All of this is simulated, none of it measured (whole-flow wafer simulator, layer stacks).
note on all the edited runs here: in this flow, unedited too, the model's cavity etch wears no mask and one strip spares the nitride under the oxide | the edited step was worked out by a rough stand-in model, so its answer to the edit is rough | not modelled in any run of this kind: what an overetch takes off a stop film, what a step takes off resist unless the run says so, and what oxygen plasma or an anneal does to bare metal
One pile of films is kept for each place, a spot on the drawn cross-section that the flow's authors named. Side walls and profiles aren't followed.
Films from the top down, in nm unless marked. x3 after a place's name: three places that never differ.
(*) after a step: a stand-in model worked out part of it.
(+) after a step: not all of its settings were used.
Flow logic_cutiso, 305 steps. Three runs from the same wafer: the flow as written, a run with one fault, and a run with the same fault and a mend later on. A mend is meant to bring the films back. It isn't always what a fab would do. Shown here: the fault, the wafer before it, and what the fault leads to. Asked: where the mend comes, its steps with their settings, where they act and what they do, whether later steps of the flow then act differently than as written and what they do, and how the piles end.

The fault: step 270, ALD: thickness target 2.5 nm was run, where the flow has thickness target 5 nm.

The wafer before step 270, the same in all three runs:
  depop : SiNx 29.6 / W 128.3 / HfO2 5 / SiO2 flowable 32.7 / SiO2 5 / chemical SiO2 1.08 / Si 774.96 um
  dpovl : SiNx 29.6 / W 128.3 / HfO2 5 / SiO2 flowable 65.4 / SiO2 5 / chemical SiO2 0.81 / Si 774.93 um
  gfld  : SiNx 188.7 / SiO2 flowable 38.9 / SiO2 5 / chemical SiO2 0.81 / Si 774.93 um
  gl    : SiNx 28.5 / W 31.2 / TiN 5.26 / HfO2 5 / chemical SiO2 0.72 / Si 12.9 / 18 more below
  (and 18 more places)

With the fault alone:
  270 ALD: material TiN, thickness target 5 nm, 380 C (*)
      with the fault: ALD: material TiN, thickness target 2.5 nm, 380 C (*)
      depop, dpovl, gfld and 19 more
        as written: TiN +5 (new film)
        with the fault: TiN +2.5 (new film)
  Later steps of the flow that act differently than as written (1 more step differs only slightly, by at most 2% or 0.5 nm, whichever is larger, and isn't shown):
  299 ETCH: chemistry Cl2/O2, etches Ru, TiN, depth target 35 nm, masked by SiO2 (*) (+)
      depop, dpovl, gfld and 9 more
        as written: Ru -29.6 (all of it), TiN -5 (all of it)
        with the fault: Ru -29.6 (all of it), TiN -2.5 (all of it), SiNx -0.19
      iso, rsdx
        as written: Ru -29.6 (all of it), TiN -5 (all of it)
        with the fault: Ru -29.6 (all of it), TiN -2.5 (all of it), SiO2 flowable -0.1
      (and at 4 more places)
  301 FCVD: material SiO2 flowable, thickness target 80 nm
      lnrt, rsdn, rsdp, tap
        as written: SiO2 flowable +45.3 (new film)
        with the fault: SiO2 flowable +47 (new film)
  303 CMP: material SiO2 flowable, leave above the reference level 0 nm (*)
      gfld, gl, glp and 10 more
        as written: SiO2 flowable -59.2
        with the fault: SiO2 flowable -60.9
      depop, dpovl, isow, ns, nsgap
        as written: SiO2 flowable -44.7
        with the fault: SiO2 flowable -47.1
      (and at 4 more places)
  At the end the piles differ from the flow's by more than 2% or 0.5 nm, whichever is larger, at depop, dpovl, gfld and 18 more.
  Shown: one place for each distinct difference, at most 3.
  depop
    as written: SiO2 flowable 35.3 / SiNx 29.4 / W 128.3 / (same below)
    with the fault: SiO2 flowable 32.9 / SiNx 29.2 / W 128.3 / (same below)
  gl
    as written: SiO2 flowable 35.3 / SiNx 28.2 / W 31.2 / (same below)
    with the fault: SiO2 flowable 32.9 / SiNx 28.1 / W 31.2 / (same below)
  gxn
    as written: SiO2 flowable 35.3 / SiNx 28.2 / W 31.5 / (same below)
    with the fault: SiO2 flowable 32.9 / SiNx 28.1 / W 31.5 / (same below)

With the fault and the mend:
  The mend comes after step 270.
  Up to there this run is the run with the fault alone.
  270a ALD: material TiN, thickness target 2.5 nm, 380 C (*) (the flow's step 270 once more, with other settings)
      depop, dpovl, gfld and 19 more
        TiN +2.5
  No later step of the flow acts differently than as written at any place that is followed.
  At the end the piles are the same as the flow's at every place that both follow.
